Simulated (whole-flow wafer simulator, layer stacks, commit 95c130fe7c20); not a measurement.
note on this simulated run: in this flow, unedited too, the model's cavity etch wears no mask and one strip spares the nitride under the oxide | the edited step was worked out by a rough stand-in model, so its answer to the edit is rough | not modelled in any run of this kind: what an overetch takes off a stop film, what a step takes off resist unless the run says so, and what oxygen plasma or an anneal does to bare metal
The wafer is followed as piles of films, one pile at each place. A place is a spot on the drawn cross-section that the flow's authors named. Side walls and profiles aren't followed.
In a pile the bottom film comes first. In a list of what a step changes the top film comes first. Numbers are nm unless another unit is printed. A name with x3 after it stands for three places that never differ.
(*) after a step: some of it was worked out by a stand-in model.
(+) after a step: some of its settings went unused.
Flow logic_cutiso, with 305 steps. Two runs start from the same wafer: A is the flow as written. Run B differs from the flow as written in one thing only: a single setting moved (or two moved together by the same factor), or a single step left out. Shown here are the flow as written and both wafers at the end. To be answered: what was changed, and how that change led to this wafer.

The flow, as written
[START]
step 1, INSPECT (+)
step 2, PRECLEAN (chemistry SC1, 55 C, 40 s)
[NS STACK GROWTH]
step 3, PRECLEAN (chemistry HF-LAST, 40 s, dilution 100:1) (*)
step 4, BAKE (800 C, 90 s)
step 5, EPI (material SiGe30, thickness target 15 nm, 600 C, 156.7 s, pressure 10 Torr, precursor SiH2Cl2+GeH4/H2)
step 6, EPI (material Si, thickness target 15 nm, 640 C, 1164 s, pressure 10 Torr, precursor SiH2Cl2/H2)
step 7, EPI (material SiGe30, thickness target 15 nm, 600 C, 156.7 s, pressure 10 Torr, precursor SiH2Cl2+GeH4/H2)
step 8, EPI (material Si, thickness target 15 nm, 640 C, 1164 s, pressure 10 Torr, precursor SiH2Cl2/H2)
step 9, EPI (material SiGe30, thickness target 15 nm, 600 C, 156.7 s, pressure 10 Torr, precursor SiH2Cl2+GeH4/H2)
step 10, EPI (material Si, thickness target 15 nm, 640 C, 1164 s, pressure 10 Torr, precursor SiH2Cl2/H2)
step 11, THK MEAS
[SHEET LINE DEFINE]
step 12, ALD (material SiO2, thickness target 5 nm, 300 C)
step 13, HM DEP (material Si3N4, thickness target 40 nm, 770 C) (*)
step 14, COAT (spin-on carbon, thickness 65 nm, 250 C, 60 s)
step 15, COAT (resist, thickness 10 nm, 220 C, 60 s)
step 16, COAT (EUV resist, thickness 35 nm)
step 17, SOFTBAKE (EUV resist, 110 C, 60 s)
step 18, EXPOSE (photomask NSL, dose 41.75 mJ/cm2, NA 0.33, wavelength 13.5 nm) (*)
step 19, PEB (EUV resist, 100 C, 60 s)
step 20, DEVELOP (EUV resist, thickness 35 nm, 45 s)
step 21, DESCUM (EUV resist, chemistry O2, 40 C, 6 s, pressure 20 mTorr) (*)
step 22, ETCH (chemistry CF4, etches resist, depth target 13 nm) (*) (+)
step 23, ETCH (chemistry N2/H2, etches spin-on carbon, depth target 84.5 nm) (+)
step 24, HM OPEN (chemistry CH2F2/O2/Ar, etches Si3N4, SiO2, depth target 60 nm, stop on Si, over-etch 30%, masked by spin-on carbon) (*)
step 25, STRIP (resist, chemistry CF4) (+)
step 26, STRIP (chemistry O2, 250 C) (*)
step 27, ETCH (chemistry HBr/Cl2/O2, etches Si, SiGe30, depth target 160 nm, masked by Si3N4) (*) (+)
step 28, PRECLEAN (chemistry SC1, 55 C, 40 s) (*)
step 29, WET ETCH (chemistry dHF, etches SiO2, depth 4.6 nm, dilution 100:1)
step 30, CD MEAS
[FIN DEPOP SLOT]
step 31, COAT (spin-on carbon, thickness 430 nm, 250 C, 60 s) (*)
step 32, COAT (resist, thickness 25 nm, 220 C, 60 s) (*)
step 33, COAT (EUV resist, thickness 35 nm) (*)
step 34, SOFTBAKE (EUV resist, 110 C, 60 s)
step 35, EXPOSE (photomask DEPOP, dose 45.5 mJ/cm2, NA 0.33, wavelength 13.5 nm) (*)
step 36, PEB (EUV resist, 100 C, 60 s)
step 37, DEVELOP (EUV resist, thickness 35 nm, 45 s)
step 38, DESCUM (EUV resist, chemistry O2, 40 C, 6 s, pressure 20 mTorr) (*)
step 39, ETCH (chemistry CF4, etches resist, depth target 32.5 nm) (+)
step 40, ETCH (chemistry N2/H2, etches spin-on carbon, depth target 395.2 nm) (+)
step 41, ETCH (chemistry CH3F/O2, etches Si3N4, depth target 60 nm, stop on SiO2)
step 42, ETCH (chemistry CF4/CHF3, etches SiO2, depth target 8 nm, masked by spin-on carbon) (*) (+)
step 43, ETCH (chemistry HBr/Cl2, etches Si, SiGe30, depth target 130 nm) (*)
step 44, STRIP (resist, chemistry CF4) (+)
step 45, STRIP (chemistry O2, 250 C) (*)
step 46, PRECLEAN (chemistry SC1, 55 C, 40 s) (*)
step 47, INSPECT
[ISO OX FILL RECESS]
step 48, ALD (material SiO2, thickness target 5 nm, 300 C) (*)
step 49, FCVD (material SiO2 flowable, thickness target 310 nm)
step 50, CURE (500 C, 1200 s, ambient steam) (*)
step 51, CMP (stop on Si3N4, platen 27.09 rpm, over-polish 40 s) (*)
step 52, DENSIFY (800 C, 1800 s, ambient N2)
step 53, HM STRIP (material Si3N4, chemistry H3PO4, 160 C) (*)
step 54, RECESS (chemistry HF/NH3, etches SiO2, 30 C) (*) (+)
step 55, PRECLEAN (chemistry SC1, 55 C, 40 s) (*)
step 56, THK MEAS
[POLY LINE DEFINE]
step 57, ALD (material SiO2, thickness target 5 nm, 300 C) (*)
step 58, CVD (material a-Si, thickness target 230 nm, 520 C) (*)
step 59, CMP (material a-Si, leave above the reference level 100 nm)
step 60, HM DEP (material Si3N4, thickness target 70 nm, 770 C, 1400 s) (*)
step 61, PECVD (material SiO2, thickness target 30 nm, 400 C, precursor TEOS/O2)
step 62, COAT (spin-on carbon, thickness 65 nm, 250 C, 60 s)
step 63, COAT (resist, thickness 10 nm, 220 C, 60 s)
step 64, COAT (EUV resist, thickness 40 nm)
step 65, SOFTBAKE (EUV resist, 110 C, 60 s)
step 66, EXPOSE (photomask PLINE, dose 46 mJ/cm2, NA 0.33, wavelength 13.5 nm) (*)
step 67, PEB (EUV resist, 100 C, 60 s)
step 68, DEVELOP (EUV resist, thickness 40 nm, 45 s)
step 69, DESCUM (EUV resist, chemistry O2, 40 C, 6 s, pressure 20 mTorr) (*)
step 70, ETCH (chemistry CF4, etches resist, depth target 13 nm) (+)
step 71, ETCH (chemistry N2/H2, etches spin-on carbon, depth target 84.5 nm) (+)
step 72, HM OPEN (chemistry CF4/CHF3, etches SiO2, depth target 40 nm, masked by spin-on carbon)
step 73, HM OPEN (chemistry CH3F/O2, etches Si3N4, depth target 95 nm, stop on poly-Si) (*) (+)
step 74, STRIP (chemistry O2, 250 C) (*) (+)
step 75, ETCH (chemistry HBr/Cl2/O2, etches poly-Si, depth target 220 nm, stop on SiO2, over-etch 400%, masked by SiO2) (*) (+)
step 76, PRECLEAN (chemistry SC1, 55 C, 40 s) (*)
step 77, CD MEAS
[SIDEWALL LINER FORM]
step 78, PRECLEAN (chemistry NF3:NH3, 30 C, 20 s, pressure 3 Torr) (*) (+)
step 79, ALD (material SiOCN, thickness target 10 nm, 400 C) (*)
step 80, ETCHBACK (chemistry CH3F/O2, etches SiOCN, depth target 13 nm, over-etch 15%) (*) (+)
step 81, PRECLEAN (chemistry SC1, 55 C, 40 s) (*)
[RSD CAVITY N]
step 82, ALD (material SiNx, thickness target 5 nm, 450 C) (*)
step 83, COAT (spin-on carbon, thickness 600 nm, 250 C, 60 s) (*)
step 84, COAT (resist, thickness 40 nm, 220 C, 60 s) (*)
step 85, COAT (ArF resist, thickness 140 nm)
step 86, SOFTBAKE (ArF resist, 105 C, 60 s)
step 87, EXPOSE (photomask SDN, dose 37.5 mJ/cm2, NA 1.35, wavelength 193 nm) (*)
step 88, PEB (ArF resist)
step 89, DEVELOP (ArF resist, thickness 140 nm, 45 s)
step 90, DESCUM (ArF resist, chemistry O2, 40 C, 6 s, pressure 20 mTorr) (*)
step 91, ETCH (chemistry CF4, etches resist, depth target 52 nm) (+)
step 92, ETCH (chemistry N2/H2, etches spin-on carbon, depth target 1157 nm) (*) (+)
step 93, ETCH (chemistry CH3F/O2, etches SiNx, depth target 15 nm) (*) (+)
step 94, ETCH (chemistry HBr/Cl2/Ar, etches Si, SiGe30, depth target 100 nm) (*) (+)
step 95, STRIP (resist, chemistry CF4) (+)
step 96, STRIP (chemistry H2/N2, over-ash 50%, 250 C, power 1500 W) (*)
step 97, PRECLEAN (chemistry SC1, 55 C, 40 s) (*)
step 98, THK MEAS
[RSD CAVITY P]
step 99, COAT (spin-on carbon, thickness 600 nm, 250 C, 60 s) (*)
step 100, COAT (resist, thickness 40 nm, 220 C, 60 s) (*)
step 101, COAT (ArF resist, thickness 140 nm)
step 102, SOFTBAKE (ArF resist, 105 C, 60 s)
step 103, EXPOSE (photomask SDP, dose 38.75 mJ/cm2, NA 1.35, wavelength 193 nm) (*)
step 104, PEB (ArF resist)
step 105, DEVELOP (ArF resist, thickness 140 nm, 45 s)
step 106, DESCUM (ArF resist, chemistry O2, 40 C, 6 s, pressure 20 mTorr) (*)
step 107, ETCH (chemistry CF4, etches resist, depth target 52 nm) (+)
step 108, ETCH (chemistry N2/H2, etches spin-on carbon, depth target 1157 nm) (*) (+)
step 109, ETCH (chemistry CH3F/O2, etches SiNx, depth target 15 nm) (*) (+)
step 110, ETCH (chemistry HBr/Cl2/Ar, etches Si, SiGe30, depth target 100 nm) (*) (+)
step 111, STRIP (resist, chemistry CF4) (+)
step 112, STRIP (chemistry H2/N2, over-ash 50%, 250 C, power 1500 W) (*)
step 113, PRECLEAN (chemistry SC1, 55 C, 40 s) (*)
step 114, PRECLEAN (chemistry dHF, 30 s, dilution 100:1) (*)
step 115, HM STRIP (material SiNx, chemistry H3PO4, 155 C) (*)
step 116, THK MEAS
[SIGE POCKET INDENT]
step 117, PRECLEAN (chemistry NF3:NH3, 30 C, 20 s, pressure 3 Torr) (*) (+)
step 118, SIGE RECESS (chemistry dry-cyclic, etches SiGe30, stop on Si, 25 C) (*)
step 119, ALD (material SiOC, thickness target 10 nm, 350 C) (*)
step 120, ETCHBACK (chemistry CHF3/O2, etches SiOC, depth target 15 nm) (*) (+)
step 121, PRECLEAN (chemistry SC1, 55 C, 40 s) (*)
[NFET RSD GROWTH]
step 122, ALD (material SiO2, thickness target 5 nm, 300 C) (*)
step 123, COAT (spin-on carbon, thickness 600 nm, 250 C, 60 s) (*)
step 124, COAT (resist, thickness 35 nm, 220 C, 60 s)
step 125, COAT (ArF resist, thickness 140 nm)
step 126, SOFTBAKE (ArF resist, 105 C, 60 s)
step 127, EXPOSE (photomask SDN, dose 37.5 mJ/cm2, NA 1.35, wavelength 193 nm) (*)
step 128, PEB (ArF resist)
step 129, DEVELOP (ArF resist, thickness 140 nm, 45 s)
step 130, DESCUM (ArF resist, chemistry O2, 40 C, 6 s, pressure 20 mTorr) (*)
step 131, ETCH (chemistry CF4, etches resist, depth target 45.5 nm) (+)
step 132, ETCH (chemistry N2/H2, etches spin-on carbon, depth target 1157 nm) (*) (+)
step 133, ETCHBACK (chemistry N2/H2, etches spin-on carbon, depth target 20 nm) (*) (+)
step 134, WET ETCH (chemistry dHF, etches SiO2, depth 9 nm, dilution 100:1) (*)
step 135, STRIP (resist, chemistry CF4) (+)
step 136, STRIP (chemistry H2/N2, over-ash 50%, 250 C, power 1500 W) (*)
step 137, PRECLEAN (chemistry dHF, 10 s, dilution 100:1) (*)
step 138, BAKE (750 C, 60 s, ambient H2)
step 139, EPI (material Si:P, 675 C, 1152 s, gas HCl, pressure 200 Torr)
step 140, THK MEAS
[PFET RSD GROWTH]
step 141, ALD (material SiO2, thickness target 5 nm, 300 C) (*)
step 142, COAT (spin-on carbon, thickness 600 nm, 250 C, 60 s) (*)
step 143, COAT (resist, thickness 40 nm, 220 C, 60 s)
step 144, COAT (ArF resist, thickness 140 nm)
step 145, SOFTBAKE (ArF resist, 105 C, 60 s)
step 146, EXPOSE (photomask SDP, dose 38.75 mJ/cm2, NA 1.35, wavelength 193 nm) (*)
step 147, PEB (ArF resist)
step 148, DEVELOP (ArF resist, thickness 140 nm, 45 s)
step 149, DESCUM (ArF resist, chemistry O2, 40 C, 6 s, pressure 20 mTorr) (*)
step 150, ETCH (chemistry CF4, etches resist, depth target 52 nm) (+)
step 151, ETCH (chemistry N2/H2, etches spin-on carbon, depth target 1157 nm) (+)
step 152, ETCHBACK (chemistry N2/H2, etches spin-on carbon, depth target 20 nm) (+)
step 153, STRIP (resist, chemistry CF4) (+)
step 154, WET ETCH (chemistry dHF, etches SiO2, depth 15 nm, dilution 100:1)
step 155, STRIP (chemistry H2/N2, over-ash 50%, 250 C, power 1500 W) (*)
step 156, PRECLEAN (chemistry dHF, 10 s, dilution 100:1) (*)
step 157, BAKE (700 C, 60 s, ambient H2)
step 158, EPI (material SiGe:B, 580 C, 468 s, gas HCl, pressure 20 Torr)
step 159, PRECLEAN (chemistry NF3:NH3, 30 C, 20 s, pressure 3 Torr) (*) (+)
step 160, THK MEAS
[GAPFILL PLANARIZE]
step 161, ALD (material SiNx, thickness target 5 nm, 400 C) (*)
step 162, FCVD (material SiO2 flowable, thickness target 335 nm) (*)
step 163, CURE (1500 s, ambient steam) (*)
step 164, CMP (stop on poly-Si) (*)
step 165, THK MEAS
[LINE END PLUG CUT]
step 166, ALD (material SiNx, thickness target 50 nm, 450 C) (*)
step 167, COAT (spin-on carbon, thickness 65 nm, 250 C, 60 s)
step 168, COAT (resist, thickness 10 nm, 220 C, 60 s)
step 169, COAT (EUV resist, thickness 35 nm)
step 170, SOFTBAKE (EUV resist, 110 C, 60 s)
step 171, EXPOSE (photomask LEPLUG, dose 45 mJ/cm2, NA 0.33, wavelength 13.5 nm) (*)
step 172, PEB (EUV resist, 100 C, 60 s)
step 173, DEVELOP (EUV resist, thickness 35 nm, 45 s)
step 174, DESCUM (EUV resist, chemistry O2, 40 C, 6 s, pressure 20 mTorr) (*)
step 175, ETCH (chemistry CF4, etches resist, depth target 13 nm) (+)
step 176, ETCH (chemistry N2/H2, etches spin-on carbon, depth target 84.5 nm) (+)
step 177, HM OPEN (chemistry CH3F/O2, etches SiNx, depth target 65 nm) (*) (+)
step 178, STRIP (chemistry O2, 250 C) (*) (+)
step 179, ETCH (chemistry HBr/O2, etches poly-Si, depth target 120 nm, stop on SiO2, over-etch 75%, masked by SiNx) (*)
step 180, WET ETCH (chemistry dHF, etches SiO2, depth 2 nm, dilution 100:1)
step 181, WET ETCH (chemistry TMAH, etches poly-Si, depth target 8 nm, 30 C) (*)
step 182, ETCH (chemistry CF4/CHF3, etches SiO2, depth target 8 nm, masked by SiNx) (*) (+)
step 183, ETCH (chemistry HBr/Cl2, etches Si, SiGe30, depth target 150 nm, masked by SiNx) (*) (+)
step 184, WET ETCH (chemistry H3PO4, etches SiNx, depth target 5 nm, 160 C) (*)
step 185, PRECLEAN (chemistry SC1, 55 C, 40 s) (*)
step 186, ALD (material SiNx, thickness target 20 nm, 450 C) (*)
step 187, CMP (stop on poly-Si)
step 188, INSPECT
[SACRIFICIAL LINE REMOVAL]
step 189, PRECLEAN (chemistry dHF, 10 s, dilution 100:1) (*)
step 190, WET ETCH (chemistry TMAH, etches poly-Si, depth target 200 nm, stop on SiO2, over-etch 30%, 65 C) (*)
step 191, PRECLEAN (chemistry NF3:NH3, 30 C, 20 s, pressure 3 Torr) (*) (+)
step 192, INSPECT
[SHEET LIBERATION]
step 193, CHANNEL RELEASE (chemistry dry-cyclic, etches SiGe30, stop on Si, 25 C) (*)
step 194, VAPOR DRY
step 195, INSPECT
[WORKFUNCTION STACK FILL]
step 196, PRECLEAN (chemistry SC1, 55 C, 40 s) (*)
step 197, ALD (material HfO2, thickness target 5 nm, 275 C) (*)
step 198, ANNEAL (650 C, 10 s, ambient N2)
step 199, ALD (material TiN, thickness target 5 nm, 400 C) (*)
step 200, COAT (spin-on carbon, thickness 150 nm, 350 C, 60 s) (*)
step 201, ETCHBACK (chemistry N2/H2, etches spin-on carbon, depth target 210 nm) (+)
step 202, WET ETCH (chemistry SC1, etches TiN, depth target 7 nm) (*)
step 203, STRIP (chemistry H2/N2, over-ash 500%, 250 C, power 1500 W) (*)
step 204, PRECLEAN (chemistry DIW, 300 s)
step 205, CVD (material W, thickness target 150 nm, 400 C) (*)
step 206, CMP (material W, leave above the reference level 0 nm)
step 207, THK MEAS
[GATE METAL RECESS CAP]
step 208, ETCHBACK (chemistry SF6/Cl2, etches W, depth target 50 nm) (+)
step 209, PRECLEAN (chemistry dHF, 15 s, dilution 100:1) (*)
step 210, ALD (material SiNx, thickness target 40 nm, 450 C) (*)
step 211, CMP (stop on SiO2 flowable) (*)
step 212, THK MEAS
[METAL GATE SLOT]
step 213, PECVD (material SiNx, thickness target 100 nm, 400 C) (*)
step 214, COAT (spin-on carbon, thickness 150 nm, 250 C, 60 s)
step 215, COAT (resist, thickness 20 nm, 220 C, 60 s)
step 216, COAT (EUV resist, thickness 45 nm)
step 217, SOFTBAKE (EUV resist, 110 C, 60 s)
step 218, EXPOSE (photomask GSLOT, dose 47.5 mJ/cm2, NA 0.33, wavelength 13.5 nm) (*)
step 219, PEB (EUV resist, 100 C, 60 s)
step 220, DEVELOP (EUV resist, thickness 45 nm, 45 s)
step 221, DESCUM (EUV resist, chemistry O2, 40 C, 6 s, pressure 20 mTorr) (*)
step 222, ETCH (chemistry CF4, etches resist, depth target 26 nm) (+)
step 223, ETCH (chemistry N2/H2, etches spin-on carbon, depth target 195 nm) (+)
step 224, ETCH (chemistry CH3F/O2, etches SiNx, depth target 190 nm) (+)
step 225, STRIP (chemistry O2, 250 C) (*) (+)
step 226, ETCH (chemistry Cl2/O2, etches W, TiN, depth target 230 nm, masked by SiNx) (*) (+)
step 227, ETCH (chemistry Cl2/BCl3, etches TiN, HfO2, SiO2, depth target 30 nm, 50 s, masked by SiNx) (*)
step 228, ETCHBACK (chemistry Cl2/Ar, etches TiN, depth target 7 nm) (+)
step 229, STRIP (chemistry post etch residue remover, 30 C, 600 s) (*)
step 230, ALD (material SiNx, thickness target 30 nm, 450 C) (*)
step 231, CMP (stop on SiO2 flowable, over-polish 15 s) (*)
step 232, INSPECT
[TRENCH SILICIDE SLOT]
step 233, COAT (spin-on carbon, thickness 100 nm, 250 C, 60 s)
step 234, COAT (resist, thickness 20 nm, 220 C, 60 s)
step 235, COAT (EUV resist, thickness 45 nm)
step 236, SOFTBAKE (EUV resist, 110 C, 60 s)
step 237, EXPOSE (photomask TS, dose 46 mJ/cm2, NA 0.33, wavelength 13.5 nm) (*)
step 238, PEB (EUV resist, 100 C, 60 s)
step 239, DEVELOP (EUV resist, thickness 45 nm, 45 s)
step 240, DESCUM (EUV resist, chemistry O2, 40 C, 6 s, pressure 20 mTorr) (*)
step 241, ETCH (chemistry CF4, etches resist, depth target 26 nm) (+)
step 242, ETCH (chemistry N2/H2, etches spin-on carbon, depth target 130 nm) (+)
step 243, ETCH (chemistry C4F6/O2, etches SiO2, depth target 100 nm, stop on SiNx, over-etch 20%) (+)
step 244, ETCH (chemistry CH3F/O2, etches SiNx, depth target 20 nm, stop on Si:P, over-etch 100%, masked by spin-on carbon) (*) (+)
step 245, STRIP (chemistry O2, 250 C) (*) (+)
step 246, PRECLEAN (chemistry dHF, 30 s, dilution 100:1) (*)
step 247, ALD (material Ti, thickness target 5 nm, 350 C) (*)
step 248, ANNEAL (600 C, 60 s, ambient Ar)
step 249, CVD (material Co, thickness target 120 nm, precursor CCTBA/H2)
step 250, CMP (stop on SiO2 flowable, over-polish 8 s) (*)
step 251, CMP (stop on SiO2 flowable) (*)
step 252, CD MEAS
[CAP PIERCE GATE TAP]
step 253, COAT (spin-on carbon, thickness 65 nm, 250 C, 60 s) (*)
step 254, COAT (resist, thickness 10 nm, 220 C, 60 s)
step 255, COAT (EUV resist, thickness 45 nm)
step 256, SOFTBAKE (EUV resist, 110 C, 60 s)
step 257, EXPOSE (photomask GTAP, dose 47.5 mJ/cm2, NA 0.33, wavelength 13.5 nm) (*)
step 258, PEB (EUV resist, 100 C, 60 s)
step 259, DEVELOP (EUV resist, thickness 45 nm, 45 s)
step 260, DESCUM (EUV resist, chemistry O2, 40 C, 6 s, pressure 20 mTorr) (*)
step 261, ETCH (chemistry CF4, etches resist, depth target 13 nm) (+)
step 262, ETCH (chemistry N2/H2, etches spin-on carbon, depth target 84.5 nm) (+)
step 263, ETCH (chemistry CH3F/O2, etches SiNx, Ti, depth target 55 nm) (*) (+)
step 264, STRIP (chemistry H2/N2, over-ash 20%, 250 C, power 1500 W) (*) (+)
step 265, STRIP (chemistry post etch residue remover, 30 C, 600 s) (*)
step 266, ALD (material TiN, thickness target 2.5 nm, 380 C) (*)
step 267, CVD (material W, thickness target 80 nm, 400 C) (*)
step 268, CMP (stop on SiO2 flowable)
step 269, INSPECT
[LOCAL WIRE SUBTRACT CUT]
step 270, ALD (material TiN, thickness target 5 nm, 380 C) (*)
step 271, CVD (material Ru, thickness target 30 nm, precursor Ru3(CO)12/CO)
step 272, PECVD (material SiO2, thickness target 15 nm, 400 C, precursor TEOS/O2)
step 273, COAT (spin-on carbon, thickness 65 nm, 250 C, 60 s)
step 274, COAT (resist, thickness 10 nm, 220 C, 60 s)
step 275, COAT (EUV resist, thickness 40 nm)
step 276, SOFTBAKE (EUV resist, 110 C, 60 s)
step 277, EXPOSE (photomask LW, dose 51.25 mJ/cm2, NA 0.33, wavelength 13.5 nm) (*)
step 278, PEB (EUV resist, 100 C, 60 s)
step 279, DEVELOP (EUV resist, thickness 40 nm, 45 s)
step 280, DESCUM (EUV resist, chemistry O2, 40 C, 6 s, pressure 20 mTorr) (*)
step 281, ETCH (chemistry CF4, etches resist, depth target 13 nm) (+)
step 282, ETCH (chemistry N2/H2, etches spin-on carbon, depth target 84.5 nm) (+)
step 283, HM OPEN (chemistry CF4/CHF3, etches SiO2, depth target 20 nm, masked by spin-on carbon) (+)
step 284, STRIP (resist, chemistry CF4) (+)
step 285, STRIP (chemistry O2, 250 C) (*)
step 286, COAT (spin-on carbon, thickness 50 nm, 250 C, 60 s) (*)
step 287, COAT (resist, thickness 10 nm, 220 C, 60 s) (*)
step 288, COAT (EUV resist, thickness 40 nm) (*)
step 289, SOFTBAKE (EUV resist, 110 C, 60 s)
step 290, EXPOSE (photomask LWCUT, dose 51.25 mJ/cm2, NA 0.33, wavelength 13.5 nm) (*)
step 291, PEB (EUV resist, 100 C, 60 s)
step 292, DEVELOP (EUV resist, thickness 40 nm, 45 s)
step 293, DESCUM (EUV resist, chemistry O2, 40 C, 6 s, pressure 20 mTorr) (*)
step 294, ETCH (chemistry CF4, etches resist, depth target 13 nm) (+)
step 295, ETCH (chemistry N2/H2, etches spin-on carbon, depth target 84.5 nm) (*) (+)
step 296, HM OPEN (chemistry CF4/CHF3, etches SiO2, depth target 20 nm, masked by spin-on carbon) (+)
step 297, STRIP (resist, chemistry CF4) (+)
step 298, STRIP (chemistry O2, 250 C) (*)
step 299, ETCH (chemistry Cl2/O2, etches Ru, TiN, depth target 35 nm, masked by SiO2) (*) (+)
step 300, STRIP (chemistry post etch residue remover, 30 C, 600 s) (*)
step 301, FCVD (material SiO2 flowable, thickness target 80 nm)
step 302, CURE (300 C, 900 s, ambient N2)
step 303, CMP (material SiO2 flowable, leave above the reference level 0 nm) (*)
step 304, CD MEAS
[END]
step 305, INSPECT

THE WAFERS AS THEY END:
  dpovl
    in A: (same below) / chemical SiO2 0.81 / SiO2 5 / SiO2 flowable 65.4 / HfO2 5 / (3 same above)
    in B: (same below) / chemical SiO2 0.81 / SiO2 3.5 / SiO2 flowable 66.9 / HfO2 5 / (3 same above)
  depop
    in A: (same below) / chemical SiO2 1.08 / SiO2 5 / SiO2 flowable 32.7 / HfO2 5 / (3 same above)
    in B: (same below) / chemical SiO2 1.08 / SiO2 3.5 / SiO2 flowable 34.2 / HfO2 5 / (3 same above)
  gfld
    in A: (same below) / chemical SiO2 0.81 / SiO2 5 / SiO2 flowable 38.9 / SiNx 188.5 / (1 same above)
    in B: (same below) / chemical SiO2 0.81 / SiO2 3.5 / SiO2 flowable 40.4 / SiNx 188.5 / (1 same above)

What caused this: step 48, ALD: thickness target 3.5 nm was run, though the flow has thickness target 5 nm.
One can read it off the wafer: dpovl has SiO2 3.5, and step 48 as written asks for 5 nm.

The path from the change to this, step by step:
  step 48, ALD (material SiO2, thickness target 5 nm, 300 C) (*)
      depop, dpovl, gfld and 19 more: A SiO2 gains 5 (new film) | B SiO2 gains 3.5 (new film)
  step 49, FCVD (material SiO2 flowable, thickness target 310 nm)
      ns: A SiO2 flowable gains 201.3 (new film) | B SiO2 flowable gains 195.2 (new film)
  step 51, CMP (stop on Si3N4, platen 27.09 rpm, over-polish 40 s) (*)
      lnrt, rsdn, tap: A SiO2 flowable loses 254.2 (all of it), SiO2 loses 5 (all of it), Si3N4 loses 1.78 | B SiO2 flowable loses 253.4 (all of it), SiO2 loses 3.5 (all of it), Si3N4 loses 1.78
      gxn, gxp: A SiO2 flowable loses 253 (all of it), SiO2 loses 5 (all of it), Si3N4 loses 1.78 | B SiO2 flowable loses 252.2 (all of it), SiO2 loses 3.5 (all of it), Si3N4 loses 1.78
      (and at 13 other places as well)
  step 197, ALD (material HfO2, thickness target 5 nm, 275 C) (*)
      gxf: A HfO2 gains 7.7 (new film) | B HfO2 gains 5.06 (new film)
  step 199, ALD (material TiN, thickness target 5 nm, 400 C) (*)
      gxf: A TiN gains 5 (new film) | B TiN gains 7.58 (new film)
